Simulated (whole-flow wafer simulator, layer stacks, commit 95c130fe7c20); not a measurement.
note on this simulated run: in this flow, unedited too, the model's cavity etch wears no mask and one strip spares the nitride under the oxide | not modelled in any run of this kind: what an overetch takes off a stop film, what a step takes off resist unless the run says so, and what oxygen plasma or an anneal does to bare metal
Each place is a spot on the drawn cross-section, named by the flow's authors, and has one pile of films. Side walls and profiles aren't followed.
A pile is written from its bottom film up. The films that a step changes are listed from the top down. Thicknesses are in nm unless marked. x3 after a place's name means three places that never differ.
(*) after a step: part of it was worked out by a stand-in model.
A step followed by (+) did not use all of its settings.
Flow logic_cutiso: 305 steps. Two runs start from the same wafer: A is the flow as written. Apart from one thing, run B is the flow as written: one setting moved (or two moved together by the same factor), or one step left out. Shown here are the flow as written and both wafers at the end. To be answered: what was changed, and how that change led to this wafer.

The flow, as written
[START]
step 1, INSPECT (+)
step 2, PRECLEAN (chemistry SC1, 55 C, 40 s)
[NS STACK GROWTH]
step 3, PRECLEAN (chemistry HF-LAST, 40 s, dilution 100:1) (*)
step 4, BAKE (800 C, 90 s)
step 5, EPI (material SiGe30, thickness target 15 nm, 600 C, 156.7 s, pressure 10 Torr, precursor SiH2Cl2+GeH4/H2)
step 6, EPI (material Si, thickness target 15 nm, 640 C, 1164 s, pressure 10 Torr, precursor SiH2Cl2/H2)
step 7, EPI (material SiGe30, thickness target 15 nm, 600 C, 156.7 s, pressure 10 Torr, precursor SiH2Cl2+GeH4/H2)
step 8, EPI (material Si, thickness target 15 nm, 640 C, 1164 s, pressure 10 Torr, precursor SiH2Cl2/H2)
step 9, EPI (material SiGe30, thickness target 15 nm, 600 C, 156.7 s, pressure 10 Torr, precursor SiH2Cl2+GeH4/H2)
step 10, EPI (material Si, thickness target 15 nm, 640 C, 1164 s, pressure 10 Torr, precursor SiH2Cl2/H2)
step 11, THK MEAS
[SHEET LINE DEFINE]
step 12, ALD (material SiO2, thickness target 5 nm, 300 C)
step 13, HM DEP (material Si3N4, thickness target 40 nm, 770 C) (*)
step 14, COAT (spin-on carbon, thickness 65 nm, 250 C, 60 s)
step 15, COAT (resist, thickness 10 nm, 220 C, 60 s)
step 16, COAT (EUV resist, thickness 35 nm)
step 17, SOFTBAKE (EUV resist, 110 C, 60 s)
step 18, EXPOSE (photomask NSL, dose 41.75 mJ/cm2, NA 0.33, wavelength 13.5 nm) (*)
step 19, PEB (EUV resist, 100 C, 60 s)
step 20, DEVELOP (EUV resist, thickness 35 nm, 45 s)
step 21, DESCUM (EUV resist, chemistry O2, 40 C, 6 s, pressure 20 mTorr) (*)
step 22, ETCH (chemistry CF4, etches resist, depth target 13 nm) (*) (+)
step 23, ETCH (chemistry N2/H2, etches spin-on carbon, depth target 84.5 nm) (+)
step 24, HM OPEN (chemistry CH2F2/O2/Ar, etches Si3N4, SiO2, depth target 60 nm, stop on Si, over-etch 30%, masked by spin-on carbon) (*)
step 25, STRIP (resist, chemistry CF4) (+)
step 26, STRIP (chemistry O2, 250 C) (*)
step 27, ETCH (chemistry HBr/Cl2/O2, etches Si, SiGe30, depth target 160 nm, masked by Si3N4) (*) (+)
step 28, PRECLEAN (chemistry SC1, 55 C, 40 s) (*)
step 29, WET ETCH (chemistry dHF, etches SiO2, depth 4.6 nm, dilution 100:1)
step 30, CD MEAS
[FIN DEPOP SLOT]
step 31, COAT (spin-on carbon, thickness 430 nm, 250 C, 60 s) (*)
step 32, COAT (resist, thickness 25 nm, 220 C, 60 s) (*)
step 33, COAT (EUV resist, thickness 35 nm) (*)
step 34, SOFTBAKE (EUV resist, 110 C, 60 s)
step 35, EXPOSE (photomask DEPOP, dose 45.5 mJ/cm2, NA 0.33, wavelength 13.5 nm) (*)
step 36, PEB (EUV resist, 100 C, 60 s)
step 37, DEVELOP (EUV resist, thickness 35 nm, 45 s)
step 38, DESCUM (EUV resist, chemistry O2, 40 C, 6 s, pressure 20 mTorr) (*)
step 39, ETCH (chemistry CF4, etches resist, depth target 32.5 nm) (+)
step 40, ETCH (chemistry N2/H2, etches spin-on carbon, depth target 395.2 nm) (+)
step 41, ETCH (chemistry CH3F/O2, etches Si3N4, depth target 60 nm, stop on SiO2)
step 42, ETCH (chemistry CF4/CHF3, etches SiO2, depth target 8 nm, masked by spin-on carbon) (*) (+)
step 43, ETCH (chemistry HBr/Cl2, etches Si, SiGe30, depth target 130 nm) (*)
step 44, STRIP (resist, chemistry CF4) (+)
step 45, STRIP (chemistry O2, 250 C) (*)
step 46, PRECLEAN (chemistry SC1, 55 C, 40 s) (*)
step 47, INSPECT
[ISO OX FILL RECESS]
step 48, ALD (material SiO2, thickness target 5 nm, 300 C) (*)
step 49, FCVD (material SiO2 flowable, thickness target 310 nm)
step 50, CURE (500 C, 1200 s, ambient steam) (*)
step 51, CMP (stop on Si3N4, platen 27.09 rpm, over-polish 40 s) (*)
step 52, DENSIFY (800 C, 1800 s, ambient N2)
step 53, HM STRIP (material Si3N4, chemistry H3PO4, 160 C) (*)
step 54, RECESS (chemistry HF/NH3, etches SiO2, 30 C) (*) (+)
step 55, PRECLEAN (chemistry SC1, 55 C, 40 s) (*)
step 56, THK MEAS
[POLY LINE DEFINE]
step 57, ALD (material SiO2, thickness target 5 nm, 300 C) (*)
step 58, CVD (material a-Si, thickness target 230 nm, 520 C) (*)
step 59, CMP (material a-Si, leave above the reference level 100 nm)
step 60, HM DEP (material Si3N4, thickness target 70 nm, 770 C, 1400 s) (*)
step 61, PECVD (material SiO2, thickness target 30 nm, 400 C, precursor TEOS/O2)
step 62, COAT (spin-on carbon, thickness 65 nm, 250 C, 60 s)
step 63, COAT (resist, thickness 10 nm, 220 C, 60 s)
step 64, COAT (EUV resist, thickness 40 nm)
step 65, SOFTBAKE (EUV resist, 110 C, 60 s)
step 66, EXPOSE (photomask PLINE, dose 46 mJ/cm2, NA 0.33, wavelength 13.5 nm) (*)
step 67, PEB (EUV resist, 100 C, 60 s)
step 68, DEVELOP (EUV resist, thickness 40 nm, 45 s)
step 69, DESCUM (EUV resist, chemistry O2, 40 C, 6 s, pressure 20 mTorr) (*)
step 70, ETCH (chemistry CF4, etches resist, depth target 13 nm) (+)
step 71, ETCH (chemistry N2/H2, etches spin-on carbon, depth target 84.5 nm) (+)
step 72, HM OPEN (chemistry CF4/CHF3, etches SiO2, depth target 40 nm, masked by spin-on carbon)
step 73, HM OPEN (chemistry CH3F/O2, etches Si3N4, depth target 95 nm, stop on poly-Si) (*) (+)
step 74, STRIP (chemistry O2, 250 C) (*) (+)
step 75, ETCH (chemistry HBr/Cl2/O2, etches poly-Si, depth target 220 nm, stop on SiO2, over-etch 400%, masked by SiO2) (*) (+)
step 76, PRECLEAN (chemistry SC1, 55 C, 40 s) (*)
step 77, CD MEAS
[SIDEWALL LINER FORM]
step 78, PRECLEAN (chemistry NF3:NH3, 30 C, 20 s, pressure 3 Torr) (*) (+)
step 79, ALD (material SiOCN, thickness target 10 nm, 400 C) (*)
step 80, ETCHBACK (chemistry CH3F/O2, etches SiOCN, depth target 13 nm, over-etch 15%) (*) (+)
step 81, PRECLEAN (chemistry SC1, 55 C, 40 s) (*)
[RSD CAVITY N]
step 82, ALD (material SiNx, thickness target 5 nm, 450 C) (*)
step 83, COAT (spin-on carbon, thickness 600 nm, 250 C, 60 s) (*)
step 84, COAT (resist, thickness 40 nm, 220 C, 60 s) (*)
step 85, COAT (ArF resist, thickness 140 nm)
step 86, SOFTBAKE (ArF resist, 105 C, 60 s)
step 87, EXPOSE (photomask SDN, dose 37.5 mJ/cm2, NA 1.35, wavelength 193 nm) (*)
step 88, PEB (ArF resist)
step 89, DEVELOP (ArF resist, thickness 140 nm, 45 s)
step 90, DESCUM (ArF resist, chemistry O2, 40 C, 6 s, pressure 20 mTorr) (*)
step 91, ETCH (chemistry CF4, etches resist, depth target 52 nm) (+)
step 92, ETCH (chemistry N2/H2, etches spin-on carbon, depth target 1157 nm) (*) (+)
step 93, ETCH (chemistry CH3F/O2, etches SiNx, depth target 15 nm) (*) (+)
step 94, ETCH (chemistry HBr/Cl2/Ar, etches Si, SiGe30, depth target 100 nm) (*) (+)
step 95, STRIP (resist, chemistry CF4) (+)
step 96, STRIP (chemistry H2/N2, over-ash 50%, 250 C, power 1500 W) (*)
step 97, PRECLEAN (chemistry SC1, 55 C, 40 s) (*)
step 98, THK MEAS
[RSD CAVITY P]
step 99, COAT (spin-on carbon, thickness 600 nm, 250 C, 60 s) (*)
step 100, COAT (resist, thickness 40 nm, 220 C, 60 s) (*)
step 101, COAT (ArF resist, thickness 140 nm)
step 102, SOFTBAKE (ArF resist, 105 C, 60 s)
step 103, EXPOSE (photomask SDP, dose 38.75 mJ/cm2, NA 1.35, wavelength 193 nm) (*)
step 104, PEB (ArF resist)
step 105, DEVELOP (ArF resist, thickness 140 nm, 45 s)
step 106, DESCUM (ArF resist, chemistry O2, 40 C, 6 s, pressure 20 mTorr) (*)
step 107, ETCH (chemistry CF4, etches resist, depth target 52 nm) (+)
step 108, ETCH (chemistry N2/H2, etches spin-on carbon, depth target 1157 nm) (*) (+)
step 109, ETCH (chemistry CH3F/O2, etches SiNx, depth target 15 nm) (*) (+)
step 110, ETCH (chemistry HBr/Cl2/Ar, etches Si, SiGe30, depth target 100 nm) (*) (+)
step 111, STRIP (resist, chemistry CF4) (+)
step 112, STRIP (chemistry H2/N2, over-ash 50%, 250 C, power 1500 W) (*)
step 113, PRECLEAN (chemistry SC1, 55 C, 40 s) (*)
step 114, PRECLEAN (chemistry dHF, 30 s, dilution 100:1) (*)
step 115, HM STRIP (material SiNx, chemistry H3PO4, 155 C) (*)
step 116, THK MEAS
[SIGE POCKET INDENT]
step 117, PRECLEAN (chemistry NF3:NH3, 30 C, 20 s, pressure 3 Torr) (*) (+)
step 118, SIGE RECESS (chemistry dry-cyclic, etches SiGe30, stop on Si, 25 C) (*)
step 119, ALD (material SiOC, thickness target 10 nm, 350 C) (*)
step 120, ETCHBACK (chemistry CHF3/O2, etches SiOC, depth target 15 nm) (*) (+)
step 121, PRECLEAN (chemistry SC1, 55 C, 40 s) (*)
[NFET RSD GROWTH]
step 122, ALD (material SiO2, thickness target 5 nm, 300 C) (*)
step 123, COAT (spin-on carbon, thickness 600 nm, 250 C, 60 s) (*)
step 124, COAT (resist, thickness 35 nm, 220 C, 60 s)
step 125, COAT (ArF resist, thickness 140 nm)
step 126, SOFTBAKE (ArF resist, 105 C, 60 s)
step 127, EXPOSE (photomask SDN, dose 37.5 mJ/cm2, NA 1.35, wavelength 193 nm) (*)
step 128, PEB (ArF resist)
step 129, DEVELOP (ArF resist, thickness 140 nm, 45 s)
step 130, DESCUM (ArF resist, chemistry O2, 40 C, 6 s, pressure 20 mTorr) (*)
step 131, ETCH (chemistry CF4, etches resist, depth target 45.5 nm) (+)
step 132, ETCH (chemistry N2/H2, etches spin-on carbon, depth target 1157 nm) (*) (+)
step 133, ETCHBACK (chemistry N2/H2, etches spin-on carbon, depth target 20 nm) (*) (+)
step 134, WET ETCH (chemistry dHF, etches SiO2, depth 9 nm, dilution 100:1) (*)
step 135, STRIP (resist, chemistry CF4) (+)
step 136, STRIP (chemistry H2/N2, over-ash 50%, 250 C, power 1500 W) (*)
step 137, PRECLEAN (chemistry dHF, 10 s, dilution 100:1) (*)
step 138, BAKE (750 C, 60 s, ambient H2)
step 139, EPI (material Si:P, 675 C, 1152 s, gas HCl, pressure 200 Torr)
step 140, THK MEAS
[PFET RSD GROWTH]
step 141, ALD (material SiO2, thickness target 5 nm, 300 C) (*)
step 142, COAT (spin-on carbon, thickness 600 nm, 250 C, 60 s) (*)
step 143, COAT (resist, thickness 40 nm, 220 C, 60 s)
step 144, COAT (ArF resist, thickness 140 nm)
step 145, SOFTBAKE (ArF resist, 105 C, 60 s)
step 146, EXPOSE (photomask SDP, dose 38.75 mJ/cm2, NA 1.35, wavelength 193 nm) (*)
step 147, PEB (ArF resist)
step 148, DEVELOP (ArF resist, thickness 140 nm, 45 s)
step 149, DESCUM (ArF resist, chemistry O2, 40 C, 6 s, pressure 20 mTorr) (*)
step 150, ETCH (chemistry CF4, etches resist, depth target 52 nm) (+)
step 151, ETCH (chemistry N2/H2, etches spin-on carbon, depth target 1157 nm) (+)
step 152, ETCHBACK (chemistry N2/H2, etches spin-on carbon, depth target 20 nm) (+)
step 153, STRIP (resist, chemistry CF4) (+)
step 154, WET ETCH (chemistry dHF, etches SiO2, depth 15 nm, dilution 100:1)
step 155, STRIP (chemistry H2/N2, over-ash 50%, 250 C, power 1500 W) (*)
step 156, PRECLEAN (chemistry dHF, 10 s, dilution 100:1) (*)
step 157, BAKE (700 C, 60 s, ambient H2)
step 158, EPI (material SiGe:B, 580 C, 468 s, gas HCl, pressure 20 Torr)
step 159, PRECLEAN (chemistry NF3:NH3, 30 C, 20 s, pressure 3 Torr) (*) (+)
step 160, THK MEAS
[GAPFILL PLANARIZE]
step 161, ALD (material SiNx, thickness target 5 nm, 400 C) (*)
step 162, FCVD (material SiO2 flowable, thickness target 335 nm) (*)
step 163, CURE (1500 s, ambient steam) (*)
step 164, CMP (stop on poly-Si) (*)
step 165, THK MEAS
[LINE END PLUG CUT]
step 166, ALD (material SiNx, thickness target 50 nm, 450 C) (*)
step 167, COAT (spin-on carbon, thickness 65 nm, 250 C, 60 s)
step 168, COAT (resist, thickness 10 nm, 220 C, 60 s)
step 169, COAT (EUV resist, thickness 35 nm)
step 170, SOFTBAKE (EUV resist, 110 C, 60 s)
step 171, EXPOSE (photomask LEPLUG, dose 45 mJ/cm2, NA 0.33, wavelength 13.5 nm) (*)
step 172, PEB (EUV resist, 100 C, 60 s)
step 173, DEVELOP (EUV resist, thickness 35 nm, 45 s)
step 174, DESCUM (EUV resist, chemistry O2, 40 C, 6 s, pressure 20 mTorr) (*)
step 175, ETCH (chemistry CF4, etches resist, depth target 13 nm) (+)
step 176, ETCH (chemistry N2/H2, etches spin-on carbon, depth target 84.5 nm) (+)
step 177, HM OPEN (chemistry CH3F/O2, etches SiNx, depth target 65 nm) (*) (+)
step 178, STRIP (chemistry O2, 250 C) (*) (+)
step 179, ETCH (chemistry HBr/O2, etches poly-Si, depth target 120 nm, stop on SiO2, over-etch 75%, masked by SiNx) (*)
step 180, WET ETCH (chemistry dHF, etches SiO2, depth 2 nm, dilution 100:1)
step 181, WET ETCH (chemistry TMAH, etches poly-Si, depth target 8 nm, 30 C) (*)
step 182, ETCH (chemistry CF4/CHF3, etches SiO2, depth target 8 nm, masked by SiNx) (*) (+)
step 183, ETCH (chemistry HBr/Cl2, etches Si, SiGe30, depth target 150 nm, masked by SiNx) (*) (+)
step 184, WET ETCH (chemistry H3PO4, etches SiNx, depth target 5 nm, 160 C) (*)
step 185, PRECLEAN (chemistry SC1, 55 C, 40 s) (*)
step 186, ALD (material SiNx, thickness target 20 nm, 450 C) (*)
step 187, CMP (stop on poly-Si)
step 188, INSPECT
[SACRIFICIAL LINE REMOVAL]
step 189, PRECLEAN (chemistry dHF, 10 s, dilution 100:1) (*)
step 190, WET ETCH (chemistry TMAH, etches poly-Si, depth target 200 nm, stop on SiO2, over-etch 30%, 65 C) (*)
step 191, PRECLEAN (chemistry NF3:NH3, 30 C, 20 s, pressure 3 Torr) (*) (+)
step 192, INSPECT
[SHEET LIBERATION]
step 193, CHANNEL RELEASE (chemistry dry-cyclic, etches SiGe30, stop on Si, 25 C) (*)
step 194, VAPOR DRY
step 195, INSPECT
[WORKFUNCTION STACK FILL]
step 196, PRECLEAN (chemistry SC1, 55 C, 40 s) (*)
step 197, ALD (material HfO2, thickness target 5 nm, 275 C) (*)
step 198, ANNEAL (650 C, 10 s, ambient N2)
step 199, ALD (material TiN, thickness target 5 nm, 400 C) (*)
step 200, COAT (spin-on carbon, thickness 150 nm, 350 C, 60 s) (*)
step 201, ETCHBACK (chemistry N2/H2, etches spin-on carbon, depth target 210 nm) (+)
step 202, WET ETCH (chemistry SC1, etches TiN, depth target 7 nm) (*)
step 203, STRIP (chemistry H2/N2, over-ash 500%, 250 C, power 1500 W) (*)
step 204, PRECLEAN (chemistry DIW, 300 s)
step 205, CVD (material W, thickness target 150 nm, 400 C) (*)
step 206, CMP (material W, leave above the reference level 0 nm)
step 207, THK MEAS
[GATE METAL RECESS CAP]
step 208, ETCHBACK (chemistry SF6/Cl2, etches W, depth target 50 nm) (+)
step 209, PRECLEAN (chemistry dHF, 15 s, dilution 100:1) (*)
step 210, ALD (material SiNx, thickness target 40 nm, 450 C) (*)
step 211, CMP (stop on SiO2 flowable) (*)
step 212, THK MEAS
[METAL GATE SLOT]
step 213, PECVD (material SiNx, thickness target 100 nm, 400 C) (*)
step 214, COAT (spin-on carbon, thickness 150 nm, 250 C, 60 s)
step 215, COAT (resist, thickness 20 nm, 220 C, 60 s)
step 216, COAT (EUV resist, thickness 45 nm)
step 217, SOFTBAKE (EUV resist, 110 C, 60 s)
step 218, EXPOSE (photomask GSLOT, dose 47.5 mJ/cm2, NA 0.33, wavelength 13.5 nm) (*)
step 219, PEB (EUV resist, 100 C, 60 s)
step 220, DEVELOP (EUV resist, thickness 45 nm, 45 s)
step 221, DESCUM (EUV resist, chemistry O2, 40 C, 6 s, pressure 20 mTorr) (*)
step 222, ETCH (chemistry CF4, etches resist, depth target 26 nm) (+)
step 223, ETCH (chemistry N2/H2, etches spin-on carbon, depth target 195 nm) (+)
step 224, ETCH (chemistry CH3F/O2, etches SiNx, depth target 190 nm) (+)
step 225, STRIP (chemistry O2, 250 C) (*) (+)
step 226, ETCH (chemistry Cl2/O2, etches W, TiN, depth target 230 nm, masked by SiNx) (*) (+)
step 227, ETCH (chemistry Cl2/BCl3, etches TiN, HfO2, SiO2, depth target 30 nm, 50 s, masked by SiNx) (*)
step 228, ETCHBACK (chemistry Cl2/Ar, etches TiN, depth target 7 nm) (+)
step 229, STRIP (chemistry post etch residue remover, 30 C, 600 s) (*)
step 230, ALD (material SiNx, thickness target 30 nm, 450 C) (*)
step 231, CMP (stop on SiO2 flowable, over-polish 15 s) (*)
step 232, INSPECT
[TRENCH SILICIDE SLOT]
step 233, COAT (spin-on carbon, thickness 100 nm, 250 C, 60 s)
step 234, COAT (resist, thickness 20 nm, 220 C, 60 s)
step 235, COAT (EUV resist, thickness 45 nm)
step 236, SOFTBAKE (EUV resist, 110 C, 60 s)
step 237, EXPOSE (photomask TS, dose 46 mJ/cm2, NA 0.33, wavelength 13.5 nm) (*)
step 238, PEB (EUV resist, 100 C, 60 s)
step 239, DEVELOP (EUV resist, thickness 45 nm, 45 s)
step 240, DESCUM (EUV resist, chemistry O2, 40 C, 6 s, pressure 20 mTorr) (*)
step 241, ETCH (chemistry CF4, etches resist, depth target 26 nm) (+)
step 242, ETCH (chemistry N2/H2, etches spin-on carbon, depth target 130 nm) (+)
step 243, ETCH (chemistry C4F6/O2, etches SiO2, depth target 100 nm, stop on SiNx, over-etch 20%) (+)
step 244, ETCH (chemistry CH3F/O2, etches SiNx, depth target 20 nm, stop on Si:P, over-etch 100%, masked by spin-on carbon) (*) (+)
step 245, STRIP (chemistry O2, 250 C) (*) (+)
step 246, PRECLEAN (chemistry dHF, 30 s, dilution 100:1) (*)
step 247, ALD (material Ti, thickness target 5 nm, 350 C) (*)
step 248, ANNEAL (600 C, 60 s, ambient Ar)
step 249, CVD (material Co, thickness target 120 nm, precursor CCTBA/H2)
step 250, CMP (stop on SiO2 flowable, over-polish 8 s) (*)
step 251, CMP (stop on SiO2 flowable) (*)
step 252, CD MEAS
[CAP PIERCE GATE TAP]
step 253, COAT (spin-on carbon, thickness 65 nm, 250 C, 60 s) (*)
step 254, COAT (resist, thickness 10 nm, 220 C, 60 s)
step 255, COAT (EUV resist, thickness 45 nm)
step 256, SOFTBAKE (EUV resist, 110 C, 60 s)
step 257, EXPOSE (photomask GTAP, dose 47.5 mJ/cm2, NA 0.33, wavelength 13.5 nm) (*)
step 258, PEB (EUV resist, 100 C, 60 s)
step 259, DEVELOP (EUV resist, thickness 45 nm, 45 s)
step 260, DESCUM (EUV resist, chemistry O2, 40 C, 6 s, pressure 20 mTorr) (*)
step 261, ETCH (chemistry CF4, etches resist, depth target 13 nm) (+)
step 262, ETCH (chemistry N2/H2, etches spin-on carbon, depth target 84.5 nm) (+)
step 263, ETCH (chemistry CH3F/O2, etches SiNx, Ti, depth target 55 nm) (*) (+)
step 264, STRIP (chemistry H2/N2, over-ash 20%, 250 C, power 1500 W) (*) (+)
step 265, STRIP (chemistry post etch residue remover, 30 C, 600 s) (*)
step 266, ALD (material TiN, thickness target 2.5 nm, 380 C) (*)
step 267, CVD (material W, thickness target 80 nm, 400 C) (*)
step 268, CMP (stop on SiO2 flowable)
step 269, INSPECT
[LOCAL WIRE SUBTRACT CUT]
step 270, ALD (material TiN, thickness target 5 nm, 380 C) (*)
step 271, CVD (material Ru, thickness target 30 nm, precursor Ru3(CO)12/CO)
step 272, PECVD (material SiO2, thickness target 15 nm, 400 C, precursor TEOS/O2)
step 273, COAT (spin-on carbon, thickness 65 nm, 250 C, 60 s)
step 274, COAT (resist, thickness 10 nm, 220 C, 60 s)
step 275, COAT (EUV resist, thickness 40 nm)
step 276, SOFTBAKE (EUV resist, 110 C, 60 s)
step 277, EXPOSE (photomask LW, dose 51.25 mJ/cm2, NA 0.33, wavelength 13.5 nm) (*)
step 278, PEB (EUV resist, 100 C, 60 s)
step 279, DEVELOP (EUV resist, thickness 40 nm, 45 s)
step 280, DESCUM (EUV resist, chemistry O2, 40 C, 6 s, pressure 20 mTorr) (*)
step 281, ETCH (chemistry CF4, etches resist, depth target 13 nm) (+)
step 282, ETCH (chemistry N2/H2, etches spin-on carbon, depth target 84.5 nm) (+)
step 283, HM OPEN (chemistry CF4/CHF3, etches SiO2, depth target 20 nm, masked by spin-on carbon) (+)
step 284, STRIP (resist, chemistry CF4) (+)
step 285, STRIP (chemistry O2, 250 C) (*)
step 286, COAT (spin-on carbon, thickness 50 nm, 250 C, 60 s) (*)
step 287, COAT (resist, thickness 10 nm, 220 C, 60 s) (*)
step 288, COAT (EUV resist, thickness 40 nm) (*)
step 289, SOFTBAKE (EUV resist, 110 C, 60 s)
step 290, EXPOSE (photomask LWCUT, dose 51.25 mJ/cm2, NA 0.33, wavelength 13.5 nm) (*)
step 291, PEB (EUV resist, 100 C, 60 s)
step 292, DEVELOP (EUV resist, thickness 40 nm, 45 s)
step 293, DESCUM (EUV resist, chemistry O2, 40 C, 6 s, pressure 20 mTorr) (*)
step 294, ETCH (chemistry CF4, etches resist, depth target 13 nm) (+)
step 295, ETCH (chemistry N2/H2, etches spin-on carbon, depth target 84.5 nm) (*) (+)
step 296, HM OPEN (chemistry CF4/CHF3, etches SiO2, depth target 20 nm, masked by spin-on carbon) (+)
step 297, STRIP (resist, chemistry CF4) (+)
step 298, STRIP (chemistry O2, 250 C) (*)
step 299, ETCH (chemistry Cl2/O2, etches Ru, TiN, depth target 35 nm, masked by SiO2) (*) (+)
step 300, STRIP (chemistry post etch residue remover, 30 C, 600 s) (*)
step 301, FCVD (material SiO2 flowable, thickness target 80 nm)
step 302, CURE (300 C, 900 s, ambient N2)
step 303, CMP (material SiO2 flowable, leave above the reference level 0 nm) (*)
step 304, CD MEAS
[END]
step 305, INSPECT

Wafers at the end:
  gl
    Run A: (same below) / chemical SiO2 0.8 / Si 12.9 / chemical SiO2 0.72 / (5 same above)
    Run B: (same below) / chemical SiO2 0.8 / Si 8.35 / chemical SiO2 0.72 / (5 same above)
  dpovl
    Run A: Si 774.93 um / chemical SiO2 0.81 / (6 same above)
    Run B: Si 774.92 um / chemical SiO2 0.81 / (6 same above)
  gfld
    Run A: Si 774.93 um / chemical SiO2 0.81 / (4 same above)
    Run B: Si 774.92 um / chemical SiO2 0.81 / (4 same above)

Cause: step 10, EPI: 815.1 s was run, though the flow has 1164 s.

How this came from the change, step by step:
  step 10, EPI (material Si, thickness target 15 nm, 640 C, 1164 s, pressure 10 Torr, precursor SiH2Cl2/H2)
      depop, dpovl, gfld and 19 more: A +15 Si (new film) | B +10.5 Si (new film)
  step 27, ETCH (chemistry HBr/Cl2/O2, etches Si, SiGe30, depth target 160 nm, masked by Si3N4) (*) (+)
      gfld, gxf, iso, lnri: A -0.79 chemical SiO2 (all of it), -11.4 Si (all of it), -15 SiGe30 (all of it), -15 Si (all of it), -15 SiGe30 (all of it), -15 Si (all of it), -15 SiGe30 (all of it), -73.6 Si | B -0.79 chemical SiO2 (all of it), -6.85 Si (all of it), -15 SiGe30 (all of it), -15 Si (all of it), -15 SiGe30 (all of it), -15 Si (all of it), -15 SiGe30 (all of it), -78.1 Si
      dpovl, nsgap: A -0.79 chemical SiO2 (all of it), -11.8 Si (all of it), -15 SiGe30 (all of it), -15 Si (all of it), -15 SiGe30 (all of it), -15 Si (all of it), -15 SiGe30 (all of it), -73.2 Si | B -0.79 chemical SiO2 (all of it), -7.25 Si (all of it), -15 SiGe30 (all of it), -15 Si (all of it), -15 SiGe30 (all of it), -15 Si (all of it), -15 SiGe30 (all of it), -77.7 Si
      (as well as at 1 more place)
  step 43, ETCH (chemistry HBr/Cl2, etches Si, SiGe30, depth target 130 nm) (*)
      depop: A -14 Si (all of it), -15 SiGe30 (all of it), -15 Si (all of it), -15 SiGe30 (all of it), -15 Si (all of it), -15 SiGe30 (all of it), -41 Si | B -9.52 Si (all of it), -15 SiGe30 (all of it), -15 Si (all of it), -15 SiGe30 (all of it), -15 Si (all of it), -15 SiGe30 (all of it), -45.5 Si
  step 94, ETCH (chemistry HBr/Cl2/Ar, etches Si, SiGe30, depth target 100 nm) (*) (+)
      rsdn, rsdx: A -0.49 chemical SiO2 (all of it), -12.8 Si (all of it), -15 SiGe30 (all of it), -15 Si (all of it), -15 SiGe30 (all of it), -15 Si (all of it), -15 SiGe30 (all of it), -12.2 Si | B -0.49 chemical SiO2 (all of it), -8.32 Si (all of it), -15 SiGe30 (all of it), -15 Si (all of it), -15 SiGe30 (all of it), -15 Si (all of it), -15 SiGe30 (all of it), -16.7 Si
  step 110, ETCH (chemistry HBr/Cl2/Ar, etches Si, SiGe30, depth target 100 nm) (*) (+)
      rsdp, rsdw: A -0.49 chemical SiO2 (all of it), -12.8 Si (all of it), -15 SiGe30 (all of it), -15 Si (all of it), -15 SiGe30 (all of it), -15 Si (all of it), -15 SiGe30 (all of it), -12.2 Si | B -0.49 chemical SiO2 (all of it), -8.32 Si (all of it), -15 SiGe30 (all of it), -15 Si (all of it), -15 SiGe30 (all of it), -15 Si (all of it), -15 SiGe30 (all of it), -16.7 Si
  step 183, ETCH (chemistry HBr/Cl2, etches Si, SiGe30, depth target 150 nm, masked by SiNx) (*) (+)
      plug: A -13.6 Si (all of it), -15 SiGe30 (all of it), -15 Si (all of it), -15 SiGe30 (all of it), -15 Si (all of it), -15 SiGe30 (all of it), -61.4 Si | B -9.05 Si (all of it), -15 SiGe30 (all of it), -15 Si (all of it), -15 SiGe30 (all of it), -15 Si (all of it), -15 SiGe30 (all of it), -65.9 Si
